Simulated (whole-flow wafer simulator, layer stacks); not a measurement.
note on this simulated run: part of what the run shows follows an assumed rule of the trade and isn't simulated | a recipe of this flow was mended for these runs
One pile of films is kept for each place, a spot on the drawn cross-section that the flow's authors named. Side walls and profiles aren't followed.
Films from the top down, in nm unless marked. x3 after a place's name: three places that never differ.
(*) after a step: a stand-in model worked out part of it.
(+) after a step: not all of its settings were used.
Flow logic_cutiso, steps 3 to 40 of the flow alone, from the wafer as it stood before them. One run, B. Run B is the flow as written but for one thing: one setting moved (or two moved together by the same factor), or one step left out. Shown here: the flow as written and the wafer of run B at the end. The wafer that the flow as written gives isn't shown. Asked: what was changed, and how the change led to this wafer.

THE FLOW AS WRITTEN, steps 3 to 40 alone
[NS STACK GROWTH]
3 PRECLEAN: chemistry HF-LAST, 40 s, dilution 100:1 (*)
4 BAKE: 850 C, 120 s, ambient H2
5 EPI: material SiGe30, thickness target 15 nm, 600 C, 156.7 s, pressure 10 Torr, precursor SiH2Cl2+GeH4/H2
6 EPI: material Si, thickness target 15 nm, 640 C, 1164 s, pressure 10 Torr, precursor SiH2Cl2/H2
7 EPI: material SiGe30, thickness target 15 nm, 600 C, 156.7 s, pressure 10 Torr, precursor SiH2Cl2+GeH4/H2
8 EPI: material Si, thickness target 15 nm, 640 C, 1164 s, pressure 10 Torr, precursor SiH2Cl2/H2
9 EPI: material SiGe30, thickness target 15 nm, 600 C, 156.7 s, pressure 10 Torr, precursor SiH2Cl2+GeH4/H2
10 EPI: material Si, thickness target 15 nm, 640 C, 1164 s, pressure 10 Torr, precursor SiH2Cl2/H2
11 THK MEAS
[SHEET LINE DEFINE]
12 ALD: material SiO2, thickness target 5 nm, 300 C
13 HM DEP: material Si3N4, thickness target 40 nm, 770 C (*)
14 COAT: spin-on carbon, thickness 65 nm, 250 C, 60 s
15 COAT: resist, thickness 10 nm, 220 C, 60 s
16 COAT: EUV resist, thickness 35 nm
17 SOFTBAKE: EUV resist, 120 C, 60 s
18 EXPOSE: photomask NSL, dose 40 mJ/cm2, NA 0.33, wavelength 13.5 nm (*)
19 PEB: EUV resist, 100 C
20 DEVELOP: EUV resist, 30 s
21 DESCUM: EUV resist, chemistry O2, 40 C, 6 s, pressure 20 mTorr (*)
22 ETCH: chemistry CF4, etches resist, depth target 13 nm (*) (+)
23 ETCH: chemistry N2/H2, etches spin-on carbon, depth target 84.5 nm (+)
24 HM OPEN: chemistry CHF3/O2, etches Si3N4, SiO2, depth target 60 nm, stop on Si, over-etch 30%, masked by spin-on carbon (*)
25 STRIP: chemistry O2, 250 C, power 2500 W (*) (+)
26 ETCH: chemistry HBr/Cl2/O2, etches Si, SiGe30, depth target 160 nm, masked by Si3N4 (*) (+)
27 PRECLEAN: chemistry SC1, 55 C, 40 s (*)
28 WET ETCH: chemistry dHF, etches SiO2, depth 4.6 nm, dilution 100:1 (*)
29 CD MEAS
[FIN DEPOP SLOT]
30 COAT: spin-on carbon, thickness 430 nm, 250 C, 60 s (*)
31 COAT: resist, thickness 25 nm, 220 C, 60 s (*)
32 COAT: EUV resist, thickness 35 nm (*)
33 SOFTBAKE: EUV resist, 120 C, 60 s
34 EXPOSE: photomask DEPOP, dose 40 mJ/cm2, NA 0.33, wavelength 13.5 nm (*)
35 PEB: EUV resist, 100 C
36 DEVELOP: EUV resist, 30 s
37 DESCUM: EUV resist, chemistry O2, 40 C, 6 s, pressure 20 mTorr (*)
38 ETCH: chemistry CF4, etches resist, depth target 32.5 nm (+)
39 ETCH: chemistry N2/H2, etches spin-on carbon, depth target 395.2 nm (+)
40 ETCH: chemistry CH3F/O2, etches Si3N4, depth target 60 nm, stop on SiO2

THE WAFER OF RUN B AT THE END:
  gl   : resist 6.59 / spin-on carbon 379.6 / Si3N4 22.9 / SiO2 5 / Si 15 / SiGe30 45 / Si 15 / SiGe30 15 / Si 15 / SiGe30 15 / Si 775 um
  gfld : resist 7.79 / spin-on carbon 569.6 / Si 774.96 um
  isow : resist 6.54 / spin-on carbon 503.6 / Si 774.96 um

The cause: step 9, EPI: thickness target 45 nm was run, where the flow has thickness target 15 nm; step 9, EPI: 470.1 s was run, where the flow has 156.7 s.
It can be read off the wafer: gl has SiGe30 45, and step 9 as written asks for 15 nm.

How the change led to this, step by step:
  9 EPI: material SiGe30, thickness target 15 nm, 600 C, 156.7 s, pressure 10 Torr, precursor SiH2Cl2+GeH4/H2
      depop, dpovl, gfld and 19 more: SiGe30 +45 (new film) (as written it would be: SiGe30 +15 (new film))
  26 ETCH: chemistry HBr/Cl2/O2, etches Si, SiGe30, depth target 160 nm, masked by Si3N4 (*) (+)
      dpovl, gfld, gxf, iso, isow, lnri, nsgap: chemical SiO2 -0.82 (all of it), Si -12 (all of it), SiGe30 -45 (all of it), Si -15 (all of it), SiGe30 -15 (all of it), Si -15 (all of it), SiGe30 -15 (all of it), Si -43 (as written it would be: chemical SiO2 -0.82 (all of it), Si -12 (all of it), SiGe30 -15 (all of it), Si -15 (all of it), SiGe30 -15 (all of it), Si -15 (all of it), SiGe30 -15 (all of it), Si -73)
